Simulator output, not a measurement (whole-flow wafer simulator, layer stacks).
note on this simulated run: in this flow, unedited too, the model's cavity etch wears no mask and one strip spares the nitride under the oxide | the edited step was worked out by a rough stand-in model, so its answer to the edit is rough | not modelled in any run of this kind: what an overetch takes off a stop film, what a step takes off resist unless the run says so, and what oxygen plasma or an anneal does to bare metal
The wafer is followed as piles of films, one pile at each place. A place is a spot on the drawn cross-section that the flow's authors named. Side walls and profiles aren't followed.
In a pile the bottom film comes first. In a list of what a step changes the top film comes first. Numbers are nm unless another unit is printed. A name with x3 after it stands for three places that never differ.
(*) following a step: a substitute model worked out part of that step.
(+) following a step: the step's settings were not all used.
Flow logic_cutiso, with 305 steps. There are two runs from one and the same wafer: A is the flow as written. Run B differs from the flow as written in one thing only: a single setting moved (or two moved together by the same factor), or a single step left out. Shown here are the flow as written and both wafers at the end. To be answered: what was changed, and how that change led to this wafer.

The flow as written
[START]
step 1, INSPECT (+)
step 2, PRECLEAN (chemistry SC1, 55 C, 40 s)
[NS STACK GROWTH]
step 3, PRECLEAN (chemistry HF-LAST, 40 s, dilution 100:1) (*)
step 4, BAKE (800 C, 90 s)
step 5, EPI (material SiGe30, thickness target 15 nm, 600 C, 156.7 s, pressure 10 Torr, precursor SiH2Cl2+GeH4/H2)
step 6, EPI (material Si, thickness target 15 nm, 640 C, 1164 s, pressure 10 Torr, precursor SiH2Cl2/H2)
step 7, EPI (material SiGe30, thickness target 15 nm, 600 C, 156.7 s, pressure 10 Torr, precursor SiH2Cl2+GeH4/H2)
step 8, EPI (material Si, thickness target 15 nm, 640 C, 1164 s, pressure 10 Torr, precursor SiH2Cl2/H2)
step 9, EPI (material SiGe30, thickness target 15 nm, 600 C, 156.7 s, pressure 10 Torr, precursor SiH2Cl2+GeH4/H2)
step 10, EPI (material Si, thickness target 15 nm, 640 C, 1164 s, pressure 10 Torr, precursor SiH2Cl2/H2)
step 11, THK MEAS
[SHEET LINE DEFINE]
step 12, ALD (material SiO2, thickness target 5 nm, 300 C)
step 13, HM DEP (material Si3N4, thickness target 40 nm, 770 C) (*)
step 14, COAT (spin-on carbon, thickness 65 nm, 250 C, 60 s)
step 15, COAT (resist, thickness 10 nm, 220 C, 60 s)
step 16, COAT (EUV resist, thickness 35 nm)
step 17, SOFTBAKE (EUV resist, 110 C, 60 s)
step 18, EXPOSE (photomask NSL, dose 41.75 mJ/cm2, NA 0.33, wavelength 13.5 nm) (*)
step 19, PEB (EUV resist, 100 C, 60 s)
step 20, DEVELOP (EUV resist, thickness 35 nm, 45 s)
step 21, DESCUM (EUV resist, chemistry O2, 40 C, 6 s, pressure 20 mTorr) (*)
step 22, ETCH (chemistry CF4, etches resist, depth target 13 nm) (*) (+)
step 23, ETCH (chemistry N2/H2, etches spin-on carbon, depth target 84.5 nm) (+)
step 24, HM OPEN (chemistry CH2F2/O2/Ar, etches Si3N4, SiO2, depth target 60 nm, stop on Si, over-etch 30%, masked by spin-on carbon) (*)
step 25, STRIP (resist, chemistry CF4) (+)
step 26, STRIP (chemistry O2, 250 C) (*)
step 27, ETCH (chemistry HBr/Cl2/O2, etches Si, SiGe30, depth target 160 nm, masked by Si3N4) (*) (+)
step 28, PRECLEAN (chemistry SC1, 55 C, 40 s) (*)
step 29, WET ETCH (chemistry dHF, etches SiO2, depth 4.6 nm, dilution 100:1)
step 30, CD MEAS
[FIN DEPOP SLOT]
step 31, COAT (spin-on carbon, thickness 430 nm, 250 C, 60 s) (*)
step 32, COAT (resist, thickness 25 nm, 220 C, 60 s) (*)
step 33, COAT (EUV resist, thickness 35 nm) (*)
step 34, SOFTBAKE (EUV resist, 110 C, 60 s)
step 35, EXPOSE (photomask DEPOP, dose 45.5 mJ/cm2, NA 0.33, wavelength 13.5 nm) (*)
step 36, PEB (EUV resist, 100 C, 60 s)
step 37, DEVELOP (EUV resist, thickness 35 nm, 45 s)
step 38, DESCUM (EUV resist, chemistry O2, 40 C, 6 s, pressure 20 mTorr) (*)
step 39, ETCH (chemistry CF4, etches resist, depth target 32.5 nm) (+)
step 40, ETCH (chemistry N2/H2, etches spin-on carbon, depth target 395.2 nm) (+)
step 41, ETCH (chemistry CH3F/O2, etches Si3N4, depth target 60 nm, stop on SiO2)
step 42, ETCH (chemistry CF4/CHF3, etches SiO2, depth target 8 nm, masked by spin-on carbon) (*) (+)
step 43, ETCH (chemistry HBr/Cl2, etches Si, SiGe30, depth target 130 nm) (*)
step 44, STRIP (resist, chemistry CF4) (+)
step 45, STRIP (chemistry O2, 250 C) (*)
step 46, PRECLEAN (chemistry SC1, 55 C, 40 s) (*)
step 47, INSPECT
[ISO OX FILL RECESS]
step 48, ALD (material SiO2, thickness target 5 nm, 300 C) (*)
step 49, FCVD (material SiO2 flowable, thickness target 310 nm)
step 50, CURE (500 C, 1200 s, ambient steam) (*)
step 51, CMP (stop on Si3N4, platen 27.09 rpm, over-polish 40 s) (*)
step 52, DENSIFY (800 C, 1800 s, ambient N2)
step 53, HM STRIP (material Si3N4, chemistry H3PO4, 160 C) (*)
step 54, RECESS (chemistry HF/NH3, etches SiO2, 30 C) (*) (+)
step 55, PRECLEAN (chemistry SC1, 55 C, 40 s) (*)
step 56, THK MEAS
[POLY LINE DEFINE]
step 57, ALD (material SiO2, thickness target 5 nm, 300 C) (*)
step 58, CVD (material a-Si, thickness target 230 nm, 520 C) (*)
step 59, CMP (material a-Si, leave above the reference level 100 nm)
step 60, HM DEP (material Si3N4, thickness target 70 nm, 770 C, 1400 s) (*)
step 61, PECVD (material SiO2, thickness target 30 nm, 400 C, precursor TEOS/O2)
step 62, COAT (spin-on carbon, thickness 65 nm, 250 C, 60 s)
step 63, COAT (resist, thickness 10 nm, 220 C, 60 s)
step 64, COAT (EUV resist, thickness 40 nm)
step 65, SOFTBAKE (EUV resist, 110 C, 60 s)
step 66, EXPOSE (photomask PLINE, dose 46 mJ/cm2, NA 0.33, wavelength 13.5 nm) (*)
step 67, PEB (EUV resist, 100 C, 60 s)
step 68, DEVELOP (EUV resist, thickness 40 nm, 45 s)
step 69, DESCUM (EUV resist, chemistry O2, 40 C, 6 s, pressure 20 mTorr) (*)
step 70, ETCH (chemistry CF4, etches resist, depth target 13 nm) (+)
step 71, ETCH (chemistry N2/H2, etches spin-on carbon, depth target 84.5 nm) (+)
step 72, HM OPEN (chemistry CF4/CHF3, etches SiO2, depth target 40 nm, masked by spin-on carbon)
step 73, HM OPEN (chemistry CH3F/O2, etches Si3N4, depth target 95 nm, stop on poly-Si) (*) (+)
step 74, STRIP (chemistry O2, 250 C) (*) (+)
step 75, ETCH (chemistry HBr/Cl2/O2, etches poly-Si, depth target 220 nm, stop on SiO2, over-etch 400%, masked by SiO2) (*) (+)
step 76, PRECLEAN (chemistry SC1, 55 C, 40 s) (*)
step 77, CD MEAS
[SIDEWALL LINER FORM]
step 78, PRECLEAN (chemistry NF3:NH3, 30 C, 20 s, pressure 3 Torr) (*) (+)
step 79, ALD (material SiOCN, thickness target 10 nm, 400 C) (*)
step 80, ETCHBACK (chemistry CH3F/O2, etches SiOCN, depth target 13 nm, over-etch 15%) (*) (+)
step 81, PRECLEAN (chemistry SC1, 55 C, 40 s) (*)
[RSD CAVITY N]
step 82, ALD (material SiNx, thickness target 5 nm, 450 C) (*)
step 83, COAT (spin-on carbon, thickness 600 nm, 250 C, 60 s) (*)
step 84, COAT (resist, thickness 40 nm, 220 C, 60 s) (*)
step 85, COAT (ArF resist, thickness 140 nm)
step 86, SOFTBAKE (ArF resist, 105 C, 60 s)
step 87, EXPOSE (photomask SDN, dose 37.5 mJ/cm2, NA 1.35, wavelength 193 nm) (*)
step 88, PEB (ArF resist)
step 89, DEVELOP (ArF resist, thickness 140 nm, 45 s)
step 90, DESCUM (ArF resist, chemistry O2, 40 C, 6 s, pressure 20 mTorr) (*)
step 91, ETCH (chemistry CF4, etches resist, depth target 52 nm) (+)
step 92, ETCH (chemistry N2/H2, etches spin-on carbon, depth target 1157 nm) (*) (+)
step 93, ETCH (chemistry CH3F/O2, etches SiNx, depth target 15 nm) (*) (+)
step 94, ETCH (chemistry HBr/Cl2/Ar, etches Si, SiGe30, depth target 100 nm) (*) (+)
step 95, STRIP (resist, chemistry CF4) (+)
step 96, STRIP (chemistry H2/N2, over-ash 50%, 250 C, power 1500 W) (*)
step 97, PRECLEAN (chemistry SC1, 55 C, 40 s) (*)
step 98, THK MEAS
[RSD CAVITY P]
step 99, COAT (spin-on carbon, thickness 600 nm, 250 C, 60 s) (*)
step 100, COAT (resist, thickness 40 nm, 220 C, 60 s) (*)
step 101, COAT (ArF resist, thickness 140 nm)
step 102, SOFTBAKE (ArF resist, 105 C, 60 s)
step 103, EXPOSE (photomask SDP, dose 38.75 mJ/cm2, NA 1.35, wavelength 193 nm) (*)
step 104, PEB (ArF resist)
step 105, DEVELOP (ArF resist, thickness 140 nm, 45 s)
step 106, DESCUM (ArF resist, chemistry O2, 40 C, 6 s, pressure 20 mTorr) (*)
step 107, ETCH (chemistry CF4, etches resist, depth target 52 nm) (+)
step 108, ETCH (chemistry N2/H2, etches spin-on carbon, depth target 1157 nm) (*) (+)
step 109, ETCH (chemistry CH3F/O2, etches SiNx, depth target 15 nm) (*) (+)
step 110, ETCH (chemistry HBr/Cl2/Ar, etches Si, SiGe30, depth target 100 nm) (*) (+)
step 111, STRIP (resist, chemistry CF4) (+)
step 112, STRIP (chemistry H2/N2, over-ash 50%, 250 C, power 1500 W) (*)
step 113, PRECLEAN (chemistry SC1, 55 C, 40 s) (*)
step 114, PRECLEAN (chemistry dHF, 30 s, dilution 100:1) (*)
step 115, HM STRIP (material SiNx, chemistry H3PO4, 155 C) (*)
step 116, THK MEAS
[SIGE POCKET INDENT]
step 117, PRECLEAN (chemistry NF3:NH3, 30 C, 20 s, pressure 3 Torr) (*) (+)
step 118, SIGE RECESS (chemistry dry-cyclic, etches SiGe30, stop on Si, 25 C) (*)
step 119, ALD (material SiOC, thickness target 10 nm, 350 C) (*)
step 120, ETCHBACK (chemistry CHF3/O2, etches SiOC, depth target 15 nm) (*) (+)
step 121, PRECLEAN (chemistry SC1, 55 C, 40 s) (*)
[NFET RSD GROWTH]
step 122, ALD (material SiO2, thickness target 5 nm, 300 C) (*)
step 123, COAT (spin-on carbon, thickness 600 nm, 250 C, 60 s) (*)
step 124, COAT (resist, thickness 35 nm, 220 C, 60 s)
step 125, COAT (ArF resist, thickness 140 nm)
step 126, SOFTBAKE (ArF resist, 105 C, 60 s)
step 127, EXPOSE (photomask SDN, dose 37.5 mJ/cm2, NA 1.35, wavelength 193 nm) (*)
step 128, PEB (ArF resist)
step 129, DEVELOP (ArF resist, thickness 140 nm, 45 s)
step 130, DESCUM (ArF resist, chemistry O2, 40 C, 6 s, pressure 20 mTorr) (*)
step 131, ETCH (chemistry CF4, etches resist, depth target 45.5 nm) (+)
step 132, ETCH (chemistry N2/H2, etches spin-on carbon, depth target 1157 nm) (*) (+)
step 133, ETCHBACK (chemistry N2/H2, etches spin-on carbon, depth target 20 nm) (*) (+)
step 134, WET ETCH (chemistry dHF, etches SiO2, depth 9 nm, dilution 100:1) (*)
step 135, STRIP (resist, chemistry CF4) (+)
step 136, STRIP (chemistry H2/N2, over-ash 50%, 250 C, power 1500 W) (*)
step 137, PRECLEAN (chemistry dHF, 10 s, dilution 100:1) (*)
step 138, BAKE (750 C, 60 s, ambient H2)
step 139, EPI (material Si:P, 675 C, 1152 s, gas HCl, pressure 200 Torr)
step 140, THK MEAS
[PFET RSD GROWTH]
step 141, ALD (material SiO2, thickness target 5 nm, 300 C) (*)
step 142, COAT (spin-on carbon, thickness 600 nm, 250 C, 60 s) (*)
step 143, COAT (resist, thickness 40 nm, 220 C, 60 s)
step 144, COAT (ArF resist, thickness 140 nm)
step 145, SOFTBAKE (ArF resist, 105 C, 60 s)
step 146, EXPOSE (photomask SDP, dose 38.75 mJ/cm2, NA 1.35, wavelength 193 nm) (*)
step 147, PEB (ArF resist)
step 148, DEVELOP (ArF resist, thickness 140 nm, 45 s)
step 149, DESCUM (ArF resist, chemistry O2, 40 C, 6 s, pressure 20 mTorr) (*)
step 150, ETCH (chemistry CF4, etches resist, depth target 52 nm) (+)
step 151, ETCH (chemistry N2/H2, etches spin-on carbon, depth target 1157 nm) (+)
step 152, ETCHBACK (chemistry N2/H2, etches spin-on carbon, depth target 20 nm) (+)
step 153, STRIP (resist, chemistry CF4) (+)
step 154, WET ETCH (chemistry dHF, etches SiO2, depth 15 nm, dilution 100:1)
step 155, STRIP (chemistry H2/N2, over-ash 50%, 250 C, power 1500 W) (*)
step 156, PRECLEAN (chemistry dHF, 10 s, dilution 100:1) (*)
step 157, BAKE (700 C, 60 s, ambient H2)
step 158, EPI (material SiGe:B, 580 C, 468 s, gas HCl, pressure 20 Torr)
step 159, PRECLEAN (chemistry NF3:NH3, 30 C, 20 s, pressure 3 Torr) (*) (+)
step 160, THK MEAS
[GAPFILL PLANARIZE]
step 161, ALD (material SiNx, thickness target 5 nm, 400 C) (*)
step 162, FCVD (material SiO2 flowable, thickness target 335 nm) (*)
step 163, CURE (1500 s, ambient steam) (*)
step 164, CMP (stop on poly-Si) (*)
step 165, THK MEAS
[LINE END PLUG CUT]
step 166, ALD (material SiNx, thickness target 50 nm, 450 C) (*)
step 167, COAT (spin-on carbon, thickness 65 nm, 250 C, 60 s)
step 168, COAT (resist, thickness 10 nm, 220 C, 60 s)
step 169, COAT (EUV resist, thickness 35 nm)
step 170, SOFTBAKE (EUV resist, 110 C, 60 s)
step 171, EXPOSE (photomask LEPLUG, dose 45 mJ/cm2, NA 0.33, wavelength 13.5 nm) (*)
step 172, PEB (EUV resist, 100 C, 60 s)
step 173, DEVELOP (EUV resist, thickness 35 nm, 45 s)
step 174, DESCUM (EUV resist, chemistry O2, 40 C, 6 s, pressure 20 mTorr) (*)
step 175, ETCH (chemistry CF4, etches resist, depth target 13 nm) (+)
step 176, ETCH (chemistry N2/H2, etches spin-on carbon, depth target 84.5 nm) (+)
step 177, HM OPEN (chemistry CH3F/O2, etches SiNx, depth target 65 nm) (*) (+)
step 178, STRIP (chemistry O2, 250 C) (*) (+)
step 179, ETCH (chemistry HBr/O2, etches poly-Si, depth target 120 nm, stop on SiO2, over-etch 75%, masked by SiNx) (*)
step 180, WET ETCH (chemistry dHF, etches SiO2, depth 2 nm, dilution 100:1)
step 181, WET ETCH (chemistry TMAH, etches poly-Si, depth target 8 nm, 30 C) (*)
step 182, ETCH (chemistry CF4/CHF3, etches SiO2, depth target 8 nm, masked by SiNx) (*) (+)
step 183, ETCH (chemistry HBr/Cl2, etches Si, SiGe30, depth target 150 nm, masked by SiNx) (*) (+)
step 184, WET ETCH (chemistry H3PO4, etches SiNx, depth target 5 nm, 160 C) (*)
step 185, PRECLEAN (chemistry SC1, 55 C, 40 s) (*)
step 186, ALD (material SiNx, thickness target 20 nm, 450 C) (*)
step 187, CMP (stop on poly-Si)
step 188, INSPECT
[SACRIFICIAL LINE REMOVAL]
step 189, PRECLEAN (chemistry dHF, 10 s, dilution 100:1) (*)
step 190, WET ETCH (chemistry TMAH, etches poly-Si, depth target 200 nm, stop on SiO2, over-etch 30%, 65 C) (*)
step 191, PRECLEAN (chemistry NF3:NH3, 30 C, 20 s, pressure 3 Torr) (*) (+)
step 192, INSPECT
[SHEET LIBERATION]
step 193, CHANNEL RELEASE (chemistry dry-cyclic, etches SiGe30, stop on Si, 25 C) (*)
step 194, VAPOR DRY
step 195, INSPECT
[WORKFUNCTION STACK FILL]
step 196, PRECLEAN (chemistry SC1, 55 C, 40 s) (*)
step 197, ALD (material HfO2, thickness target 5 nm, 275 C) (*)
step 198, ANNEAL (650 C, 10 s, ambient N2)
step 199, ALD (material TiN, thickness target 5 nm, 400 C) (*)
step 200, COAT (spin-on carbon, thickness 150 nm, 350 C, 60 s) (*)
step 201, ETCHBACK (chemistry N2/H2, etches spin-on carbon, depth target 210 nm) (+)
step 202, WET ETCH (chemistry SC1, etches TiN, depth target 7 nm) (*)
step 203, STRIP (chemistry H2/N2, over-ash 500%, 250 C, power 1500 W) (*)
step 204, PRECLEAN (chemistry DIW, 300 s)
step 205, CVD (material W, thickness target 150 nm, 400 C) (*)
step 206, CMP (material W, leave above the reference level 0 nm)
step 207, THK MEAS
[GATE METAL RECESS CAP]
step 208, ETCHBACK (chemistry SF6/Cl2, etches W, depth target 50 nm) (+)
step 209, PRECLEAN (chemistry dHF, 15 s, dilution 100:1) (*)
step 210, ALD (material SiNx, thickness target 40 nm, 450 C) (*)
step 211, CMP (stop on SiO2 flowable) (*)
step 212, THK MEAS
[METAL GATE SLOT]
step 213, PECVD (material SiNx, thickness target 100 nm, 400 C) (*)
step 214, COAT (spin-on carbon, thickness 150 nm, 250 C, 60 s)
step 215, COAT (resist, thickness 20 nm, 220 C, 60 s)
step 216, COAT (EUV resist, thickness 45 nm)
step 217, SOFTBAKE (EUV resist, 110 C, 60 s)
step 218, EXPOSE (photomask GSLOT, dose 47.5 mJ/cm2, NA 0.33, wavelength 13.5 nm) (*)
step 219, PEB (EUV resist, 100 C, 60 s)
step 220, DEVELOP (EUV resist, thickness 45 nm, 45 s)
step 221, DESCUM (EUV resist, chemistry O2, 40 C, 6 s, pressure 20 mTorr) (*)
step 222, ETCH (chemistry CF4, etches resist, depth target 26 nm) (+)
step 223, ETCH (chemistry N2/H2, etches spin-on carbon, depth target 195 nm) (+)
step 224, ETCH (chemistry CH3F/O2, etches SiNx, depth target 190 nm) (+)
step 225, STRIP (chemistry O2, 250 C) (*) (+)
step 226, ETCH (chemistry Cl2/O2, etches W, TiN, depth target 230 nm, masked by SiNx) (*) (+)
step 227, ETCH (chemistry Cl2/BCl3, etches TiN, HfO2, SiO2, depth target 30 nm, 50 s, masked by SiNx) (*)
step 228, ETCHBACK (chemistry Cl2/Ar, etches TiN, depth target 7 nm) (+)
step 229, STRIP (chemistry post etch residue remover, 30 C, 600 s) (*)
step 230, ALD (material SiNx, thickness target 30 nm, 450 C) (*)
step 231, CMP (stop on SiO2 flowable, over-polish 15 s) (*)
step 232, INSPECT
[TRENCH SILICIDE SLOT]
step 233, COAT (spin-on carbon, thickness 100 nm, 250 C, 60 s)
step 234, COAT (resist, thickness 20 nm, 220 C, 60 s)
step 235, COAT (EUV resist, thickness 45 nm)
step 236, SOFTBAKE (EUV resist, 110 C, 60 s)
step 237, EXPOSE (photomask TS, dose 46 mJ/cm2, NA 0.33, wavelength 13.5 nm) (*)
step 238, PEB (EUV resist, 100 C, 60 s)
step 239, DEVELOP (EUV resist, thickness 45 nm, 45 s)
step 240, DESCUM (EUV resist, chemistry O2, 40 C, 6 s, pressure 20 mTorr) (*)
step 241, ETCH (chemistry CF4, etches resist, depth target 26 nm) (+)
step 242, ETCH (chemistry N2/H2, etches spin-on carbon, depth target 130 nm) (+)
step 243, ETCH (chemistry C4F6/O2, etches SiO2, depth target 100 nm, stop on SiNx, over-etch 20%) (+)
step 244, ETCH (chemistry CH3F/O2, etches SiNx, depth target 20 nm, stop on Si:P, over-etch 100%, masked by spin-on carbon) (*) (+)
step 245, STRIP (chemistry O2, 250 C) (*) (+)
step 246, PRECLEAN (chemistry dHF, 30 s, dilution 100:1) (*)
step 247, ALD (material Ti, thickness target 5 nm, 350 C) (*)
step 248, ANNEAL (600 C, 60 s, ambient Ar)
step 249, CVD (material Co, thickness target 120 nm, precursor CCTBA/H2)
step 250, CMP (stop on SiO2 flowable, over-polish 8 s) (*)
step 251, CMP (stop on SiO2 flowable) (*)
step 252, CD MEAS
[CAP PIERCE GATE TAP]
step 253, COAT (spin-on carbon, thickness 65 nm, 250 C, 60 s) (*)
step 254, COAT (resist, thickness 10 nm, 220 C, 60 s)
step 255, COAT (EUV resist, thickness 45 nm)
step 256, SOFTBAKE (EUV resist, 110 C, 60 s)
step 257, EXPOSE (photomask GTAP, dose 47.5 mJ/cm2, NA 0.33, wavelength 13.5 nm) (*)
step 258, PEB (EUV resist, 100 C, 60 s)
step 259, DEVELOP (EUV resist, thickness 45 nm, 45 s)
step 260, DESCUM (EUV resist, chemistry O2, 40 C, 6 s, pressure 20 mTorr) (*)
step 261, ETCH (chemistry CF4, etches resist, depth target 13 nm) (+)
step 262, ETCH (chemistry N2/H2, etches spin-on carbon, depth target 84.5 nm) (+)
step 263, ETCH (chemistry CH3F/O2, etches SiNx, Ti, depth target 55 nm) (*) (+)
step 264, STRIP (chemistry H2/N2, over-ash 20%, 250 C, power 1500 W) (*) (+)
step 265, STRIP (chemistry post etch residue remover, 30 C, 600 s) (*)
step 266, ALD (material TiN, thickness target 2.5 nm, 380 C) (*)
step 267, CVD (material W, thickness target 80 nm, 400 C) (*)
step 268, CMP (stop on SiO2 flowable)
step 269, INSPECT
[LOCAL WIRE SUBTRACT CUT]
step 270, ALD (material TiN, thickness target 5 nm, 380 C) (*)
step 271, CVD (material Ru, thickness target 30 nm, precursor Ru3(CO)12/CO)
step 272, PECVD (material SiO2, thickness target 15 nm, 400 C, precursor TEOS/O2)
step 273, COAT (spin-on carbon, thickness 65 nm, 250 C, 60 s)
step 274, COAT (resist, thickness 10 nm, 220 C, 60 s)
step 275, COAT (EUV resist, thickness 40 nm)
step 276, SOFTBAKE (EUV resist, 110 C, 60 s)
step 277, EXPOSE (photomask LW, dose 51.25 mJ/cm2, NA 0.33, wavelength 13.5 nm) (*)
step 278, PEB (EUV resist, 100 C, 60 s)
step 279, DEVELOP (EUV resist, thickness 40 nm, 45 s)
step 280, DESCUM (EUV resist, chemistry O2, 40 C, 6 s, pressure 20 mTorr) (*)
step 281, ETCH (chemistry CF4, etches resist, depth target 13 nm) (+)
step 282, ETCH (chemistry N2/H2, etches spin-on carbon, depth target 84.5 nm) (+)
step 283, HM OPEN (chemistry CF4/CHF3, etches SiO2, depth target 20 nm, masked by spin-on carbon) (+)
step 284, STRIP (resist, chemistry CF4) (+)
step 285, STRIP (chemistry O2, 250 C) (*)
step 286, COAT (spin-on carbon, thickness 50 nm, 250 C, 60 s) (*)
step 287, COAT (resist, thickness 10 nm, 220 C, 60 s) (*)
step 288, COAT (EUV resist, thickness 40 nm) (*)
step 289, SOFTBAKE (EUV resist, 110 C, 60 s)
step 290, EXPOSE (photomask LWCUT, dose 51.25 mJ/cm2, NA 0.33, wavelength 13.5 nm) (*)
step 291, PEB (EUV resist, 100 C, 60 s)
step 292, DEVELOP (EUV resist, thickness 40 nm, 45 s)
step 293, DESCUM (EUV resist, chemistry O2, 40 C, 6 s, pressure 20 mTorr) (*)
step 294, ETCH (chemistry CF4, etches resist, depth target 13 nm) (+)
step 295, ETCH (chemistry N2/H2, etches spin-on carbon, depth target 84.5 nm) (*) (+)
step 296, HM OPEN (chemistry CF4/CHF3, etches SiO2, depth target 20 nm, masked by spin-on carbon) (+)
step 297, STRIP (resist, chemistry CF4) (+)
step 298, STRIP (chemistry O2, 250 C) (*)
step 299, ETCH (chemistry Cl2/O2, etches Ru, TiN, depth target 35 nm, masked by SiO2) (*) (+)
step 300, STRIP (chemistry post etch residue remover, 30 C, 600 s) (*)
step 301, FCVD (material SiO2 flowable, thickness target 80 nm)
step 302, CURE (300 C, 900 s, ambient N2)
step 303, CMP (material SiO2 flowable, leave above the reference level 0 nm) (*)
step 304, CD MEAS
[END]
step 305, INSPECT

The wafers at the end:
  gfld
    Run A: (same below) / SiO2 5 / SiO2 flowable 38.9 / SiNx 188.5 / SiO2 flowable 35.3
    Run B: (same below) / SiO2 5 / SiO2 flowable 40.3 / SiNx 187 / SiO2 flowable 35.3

The reason: step 226, ETCH: depth target 126.5 nm was run, whereas the flow has depth target 230 nm.

How this came from the change, step by step:
  step 226, ETCH (chemistry Cl2/O2, etches W, TiN, depth target 230 nm, masked by SiNx) (*) (+)
      depop, dpovl, gl and 18 more: A -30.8 SiNx | B -21.1 SiNx
      gfld: A -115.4 W (all of it), -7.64 TiN (all of it), -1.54 HfO2 | B -115.4 W (all of it), -7.64 TiN (all of it), -0.09 HfO2
  step 227, ETCH (chemistry Cl2/BCl3, etches TiN, HfO2, SiO2, depth target 30 nm, 50 s, masked by SiNx) (*)
      gfld: A -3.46 HfO2 (all of it), -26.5 SiO2 flowable | B -4.91 HfO2 (all of it), -25.1 SiO2 flowable
  step 230, ALD (material SiNx, thickness target 30 nm, 450 C) (*)
      gfld: A +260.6 SiNx (new film) | B +268.9 SiNx (new film)
  step 231, CMP (stop on SiO2 flowable, over-polish 15 s) (*)
      depop, dpovl, gfld and 10 more: A -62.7 SiNx | B -72.4 SiNx
      lnr, lnri, lnrp, lnrt: A -61 SiNx (all of it), -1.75 SiOCN | B -70.7 SiNx (all of it), -1.75 SiOCN
      (as well as at 5 more places)
